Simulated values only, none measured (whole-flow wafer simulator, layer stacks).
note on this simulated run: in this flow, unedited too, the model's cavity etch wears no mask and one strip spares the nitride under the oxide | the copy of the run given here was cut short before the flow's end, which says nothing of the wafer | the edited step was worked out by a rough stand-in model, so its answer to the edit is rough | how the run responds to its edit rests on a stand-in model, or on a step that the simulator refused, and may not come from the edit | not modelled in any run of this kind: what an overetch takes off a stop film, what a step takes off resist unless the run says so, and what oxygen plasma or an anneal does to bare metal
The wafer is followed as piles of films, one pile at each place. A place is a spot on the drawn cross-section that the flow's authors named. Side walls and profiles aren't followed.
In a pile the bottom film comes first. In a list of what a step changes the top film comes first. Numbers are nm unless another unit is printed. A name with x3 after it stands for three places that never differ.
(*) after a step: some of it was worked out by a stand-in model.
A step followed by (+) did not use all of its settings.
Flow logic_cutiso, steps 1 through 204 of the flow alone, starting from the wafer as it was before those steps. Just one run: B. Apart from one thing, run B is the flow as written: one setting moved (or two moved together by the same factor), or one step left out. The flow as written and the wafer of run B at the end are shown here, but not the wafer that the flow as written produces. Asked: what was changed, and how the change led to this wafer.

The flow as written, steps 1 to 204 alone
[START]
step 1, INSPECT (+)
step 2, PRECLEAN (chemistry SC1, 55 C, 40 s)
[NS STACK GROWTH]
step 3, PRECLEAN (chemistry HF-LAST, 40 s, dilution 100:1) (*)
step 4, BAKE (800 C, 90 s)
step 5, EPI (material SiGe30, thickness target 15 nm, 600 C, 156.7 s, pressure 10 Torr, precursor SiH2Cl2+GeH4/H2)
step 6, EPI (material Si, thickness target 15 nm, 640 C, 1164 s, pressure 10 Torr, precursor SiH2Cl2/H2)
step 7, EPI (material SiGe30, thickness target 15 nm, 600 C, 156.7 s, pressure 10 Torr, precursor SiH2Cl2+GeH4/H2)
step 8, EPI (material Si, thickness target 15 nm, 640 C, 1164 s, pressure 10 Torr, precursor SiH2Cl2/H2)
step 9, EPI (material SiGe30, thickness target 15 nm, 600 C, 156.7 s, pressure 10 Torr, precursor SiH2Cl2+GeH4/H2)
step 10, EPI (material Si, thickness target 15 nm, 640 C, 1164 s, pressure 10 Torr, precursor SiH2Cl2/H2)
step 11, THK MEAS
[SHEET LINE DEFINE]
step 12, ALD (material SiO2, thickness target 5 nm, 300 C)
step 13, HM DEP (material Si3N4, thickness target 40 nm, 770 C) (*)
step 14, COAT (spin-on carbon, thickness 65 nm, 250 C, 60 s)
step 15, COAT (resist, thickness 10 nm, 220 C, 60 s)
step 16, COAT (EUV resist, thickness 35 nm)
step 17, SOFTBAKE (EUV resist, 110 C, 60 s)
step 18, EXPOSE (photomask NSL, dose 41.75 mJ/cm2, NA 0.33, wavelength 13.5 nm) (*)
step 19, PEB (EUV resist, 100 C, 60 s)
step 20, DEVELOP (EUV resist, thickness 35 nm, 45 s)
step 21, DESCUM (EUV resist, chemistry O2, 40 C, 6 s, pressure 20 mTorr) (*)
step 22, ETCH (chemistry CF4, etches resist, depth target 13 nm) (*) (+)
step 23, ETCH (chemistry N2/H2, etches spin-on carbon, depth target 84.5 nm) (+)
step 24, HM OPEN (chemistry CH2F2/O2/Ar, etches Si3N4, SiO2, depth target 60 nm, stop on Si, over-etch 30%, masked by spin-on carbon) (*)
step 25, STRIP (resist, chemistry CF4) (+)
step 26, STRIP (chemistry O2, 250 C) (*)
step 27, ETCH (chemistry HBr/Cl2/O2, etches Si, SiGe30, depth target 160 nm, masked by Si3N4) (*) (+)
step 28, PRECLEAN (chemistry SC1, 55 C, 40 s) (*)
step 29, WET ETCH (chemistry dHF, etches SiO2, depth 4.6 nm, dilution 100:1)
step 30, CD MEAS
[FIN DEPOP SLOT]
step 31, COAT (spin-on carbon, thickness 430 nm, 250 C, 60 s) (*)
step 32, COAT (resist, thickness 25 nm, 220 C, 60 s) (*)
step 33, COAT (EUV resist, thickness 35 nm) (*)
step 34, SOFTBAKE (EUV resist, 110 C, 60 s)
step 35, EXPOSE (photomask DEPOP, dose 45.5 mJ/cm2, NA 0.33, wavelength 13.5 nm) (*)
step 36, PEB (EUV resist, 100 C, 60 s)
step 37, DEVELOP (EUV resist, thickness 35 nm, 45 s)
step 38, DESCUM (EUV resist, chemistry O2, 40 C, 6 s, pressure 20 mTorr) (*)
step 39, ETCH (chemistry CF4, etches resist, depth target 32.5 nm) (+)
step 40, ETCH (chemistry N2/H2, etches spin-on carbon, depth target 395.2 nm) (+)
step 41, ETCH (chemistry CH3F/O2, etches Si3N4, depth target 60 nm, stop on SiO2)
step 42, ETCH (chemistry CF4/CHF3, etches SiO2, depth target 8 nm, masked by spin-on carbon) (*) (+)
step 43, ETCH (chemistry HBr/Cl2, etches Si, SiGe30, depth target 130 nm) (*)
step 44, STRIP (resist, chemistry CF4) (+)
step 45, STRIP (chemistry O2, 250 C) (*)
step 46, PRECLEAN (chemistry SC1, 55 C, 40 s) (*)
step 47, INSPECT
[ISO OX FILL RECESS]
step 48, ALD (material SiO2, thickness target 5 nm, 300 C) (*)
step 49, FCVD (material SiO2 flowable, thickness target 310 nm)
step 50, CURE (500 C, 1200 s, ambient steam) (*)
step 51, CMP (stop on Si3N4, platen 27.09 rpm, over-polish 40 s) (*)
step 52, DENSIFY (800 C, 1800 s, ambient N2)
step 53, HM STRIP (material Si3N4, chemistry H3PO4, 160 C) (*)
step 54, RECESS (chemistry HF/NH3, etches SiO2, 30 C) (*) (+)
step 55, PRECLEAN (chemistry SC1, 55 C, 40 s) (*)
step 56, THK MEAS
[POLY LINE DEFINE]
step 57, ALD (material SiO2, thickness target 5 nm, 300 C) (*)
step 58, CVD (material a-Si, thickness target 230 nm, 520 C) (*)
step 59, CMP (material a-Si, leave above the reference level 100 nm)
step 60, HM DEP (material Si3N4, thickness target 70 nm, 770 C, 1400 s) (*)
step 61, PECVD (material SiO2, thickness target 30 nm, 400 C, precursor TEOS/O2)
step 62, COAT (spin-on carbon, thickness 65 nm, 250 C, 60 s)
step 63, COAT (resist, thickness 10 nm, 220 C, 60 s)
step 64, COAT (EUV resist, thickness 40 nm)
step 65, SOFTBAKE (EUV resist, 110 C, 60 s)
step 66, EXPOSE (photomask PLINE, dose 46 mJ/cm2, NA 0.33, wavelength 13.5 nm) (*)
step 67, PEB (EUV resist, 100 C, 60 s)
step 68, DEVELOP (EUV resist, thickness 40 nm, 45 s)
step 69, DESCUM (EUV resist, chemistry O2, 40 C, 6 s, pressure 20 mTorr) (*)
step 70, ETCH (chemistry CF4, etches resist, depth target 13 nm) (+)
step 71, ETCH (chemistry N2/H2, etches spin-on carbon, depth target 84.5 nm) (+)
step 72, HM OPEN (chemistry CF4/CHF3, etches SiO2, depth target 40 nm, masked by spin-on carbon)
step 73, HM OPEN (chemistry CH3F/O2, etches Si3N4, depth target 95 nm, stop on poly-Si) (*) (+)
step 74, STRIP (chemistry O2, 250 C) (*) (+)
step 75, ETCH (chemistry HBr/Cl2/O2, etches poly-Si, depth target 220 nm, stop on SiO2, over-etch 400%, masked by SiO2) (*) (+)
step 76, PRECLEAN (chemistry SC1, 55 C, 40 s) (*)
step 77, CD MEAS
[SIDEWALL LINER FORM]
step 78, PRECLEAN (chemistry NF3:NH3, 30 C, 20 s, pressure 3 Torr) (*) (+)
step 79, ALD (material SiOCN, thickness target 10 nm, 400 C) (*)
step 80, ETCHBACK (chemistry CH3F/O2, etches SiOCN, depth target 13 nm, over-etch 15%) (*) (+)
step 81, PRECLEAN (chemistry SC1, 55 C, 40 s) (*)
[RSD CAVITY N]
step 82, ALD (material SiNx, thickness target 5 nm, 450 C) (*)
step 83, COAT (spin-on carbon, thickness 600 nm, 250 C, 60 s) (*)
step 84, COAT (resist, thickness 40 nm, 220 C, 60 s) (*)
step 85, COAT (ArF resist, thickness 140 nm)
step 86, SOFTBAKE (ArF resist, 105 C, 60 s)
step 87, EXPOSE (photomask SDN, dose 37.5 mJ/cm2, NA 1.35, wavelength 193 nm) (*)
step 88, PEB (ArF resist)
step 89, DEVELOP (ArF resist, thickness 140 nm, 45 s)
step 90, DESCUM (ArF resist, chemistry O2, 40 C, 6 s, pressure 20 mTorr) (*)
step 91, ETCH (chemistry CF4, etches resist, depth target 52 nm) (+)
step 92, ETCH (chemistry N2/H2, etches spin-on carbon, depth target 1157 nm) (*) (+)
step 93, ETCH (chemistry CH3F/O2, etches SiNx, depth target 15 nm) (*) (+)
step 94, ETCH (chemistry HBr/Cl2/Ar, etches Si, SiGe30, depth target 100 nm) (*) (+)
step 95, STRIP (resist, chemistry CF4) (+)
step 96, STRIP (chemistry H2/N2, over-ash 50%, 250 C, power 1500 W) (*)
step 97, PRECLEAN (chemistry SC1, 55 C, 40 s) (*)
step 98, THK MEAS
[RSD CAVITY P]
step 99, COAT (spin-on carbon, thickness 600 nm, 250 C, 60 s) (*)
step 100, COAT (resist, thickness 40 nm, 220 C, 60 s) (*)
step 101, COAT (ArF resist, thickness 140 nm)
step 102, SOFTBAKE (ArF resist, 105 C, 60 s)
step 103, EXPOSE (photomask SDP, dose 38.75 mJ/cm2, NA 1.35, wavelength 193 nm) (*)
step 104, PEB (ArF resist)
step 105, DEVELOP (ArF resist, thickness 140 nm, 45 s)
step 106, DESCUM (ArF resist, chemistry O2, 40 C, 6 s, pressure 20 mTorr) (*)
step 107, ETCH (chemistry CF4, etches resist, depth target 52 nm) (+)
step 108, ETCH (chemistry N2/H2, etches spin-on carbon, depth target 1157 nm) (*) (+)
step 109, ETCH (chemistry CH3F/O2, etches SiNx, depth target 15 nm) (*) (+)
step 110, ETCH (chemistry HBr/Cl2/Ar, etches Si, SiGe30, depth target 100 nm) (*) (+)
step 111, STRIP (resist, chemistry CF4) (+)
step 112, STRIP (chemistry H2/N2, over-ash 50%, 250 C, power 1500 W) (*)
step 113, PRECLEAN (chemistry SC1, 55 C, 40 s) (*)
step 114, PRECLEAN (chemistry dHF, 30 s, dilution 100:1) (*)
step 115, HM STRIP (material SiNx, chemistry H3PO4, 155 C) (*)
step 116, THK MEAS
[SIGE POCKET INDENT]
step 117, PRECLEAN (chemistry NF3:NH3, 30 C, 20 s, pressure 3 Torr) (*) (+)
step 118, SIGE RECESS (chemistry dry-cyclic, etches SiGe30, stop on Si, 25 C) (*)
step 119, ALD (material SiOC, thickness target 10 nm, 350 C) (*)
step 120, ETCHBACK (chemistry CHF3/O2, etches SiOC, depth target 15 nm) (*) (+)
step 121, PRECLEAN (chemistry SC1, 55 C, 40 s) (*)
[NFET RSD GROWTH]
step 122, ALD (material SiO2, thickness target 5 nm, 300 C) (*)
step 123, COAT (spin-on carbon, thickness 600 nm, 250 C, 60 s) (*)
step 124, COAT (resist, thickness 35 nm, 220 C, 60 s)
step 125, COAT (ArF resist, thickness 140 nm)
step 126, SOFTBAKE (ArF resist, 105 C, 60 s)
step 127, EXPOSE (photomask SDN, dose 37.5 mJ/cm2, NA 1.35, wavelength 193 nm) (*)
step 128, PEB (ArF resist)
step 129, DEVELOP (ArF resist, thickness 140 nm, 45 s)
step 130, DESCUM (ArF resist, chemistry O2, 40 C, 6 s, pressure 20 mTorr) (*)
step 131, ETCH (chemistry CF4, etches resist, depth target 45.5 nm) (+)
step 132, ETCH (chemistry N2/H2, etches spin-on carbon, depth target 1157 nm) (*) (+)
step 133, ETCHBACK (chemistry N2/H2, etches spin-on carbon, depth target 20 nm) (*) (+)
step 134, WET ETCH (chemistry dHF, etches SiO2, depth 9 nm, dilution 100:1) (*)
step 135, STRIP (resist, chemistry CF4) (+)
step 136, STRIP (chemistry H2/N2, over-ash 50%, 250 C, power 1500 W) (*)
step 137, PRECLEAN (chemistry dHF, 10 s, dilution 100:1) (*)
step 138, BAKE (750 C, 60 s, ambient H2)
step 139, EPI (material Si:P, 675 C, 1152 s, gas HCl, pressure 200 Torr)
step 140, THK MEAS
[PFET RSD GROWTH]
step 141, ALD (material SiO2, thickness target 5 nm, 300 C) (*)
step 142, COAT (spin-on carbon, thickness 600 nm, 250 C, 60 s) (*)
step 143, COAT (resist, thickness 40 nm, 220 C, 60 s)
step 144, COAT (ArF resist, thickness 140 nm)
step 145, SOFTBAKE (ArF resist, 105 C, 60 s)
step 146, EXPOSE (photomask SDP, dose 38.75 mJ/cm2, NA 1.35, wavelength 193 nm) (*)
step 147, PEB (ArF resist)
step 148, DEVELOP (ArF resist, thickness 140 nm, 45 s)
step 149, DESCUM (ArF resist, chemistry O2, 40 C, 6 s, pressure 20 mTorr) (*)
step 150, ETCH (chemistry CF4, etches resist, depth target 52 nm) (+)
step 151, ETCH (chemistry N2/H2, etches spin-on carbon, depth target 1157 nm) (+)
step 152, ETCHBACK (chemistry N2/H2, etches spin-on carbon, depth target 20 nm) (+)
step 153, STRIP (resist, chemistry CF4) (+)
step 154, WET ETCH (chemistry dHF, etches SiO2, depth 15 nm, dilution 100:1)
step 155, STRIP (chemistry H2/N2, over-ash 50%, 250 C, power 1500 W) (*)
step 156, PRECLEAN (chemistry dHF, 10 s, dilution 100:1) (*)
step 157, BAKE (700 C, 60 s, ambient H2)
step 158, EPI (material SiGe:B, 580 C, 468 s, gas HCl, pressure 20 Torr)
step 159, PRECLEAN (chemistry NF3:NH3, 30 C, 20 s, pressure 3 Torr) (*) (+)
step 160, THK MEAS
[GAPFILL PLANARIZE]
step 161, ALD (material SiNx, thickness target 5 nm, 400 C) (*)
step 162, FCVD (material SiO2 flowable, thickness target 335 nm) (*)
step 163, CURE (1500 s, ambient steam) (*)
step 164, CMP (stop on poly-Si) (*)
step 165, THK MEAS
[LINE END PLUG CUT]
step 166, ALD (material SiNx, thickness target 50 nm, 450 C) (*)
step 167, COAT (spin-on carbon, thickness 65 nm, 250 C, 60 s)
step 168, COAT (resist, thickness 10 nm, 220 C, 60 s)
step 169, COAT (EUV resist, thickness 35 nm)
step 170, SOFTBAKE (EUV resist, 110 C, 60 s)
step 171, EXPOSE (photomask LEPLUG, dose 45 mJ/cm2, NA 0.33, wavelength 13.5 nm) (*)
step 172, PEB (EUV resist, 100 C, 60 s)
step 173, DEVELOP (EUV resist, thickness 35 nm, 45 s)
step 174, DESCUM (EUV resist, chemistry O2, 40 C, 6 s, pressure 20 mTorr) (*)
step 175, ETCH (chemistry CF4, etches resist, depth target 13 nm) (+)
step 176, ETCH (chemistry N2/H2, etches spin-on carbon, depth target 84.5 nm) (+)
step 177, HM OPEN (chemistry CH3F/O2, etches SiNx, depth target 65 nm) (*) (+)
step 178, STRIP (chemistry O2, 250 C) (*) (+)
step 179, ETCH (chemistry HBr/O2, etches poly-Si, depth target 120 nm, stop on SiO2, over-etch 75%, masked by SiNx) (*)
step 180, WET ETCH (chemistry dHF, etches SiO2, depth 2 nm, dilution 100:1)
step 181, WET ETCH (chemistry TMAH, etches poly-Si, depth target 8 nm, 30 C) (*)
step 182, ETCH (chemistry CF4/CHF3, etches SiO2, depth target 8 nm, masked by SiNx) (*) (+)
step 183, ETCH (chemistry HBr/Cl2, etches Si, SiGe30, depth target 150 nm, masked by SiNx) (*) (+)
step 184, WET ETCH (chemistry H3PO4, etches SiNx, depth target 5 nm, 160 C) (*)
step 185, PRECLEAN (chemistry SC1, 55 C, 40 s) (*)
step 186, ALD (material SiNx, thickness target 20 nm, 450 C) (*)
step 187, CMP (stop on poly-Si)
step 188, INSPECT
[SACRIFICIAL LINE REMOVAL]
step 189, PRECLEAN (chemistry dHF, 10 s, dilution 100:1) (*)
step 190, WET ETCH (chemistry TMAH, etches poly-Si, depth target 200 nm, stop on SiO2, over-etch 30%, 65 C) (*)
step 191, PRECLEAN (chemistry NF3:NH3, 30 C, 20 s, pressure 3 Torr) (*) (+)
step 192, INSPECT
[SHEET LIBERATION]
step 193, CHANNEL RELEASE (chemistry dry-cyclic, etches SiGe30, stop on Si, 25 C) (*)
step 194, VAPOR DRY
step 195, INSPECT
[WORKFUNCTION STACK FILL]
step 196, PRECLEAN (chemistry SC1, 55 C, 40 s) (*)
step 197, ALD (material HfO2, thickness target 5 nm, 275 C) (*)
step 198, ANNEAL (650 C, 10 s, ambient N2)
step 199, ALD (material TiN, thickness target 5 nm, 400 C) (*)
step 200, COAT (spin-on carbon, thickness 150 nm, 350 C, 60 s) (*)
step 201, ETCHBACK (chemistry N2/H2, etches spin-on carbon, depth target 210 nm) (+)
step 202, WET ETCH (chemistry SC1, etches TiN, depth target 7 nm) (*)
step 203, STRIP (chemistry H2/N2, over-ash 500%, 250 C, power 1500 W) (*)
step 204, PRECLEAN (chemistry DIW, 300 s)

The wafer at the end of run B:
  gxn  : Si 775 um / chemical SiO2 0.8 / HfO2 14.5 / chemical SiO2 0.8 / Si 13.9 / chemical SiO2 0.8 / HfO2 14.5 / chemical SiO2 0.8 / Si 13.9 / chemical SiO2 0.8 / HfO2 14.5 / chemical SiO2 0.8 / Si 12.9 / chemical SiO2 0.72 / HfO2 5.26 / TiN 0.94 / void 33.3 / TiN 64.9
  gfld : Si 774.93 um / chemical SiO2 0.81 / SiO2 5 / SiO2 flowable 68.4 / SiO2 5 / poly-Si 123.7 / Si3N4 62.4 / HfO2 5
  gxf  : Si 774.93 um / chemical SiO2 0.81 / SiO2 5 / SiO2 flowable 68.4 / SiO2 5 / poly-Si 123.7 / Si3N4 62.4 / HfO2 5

The reason: step 58, CVD: thickness target 97.8 nm was run, though the flow has thickness target 230 nm.

How this came from the change, step by step:
  step 58, CVD (material a-Si, thickness target 230 nm, 520 C) (*)
      gl, glp, gxn and 11 more: +97.8 a-Si (new film) (in the flow as written it would be: +230 a-Si (new film))
      depop, dpovl, isow, nsgap: +187.2 a-Si (new film) (in the flow as written it would be: +319.4 a-Si (new film))
      (as well as at 4 more places)
  step 59, CMP (material a-Si, leave above the reference level 100 nm)
      depop, dpovl, gl and 15 more: nothing (in the flow as written it would be: -130 a-Si)
      gfld, gxf, iso, lnri: nothing (in the flow as written it would be: -109.9 a-Si)
  step 60, HM DEP (material Si3N4, thickness target 70 nm, 770 C, 1400 s) (*)
      gl, glp, gxn and 11 more: +70 Si3N4 (new film), +97.8 poly-Si (new film), -97.8 a-Si (all of it) (in the flow as written it would be: +70 Si3N4 (new film), +100 poly-Si (new film), -100 a-Si (all of it))
      gfld, gxf, iso, lnri: +70 Si3N4 (new film), +123.7 poly-Si (new film), -123.7 a-Si (all of it) (in the flow as written it would be: +70 Si3N4 (new film), +189.4 poly-Si (new film), -189.4 a-Si (all of it))
  step 61, PECVD (material SiO2, thickness target 30 nm, 400 C, precursor TEOS/O2)
      gfld, gxf, iso, lnri: +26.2 SiO2 (new film) (in the flow as written it would be: +30 SiO2 (new film))
  step 62, COAT (spin-on carbon, thickness 65 nm, 250 C, 60 s)
      gl, glp, lnr, lnrp, rsdp, rsdx: +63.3 spin-on carbon (new film) (in the flow as written it would be: +65 spin-on carbon (new film))
      lnrt, plug, rsdn, rsdw, tap: +63.4 spin-on carbon (new film) (in the flow as written it would be: +65 spin-on carbon (new film))
      (as well as at 6 more places)
  step 63, COAT (resist, thickness 10 nm, 220 C, 60 s)
      gfld, lnri: +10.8 resist (new film) (in the flow as written it would be: +10 resist (new film))
      gxf, iso: +10.7 resist (new film) (in the flow as written it would be: +10 resist (new film))
  step 70, ETCH (chemistry CF4, etches resist, depth target 13 nm) (+)
      iso: -10.7 resist (all of it), -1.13 spin-on carbon (in the flow as written it would be: -10 resist (all of it), -1.5 spin-on carbon)
      lnri: -10.8 resist (all of it), -1.12 spin-on carbon (in the flow as written it would be: -10 resist (all of it), -1.5 spin-on carbon)
  step 71, ETCH (chemistry N2/H2, etches spin-on carbon, depth target 84.5 nm) (+)
      iso, lnri: -84.5 spin-on carbon (in the flow as written it would be: -63.5 spin-on carbon (all of it), -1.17 SiO2)
      lnr, lnrp, lnrt, rsdn, rsdp, rsdw, rsdx: -61.7 spin-on carbon (all of it), -1.27 SiO2 (in the flow as written it would be: -63.5 spin-on carbon (all of it), -1.17 SiO2)
  step 72, HM OPEN (chemistry CF4/CHF3, etches SiO2, depth target 40 nm, masked by spin-on carbon)
      iso, lnri: -40 spin-on carbon (in the flow as written it would be: -28.8 SiO2 (all of it), -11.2 Si3N4)
      gfld: -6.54 resist (all of it), -10.8 spin-on carbon (in the flow as written it would be: -5.78 resist (all of it), -11 spin-on carbon)
      (as well as at 1 more place)
  step 73, HM OPEN (chemistry CH3F/O2, etches Si3N4, depth target 95 nm, stop on poly-Si) (*) (+)
      iso: -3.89 spin-on carbon (all of it), -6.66 SiO2 (in the flow as written it would be: -58.8 Si3N4 (all of it))
      lnri: -3.88 spin-on carbon (all of it), -6.66 SiO2 (in the flow as written it would be: -58.8 Si3N4 (all of it))
  step 74, STRIP (chemistry O2, 250 C) (*) (+)
      iso, lnri: nothing (in the flow as written it would be: +0.79 chemical SiO2 (new film), -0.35 poly-Si)
      gl, glp, plug, tap: -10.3 spin-on carbon (all of it) (in the flow as written it would be: -11.9 spin-on carbon (all of it))
      (as well as at 4 more places)
  step 75, ETCH (chemistry HBr/Cl2/O2, etches poly-Si, depth target 220 nm, stop on SiO2, over-etch 400%, masked by SiO2) (*) (+)
      lnr, lnrp, lnrt, rsdn, rsdp, rsdw, rsdx: -0.81 chemical SiO2 (all of it), -97.4 poly-Si (all of it), -5 SiO2 (all of it), -0.01 chemical SiO2 (in the flow as written it would be: -0.79 chemical SiO2 (all of it), -99.7 poly-Si (all of it), -5 SiO2 (all of it))
      iso, lnri: -7.29 SiO2 (in the flow as written it would be: -0.79 chemical SiO2 (all of it), -189.1 poly-Si (all of it), -4.55 SiO2)
      (as well as at 13 more places)
  step 78, PRECLEAN (chemistry NF3:NH3, 30 C, 20 s, pressure 3 Torr) (*) (+)
      iso, lnri: -7.83 SiO2 (in the flow as written it would be: -0.41 SiO2 (all of it), -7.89 SiO2 flowable)
  step 80, ETCHBACK (chemistry CH3F/O2, etches SiOCN, depth target 13 nm, over-etch 15%) (*) (+)
      iso: -10 SiOCN (all of it), -0.75 SiO2 (in the flow as written it would be: -10 SiOCN (all of it), -0.75 SiO2 flowable)
      lnri: -10 SiOCN (all of it), -0.75 SiO2 (in the flow as written it would be: +271.9 SiOCN)
  step 83, COAT (spin-on carbon, thickness 600 nm, 250 C, 60 s) (*)
      gfld, gxf: +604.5 spin-on carbon (new film) (in the flow as written it would be: +528.6 spin-on carbon (new film))
      iso: +611.1 spin-on carbon (new film) (in the flow as written it would be: +813.5 spin-on carbon (new film))
      (as well as at 1 more place)
  step 96, STRIP (chemistry H2/N2, over-ash 50%, 250 C, power 1500 W) (*)
      gfld, gxf: -604.5 spin-on carbon (all of it) (in the flow as written it would be: -528.6 spin-on carbon (all of it))
      iso: -611.1 spin-on carbon (all of it) (in the flow as written it would be: -813.5 spin-on carbon (all of it))
      (as well as at 1 more place)
  ... 26 further steps ...
  step 203, STRIP (chemistry H2/N2, over-ash 500%, 250 C, power 1500 W) (*)
      gxn, gxp: nothing (in the flow as written it would be: -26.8 spin-on carbon (all of it))
      gfld: nothing (in the flow as written it would be: -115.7 spin-on carbon (all of it))
      (as well as at 4 more places)
If metal films that touch count as one body, gxn has 2 bodies (between them, from the top down: void 33.3); the flow as written gives 4 bodies (between them, from the top down: HfO2 5 / chemical SiO2 0.72 / Si 12.9 / chemical SiO2 0.8 / HfO2 5; HfO2 5 / chemical SiO2 0.8 / Si 13.9 / chemical SiO2 0.8 / HfO2 5; HfO2 5 / chemical SiO2 0.8 / Si 13.9 / chemical SiO2 0.8 / HfO2 5).
If metal films that touch count as one body, gfld has 0 bodies; the flow as written gives 1 body.
If metal films that touch count as one body, gxf has 0 bodies; the flow as written gives 1 body.
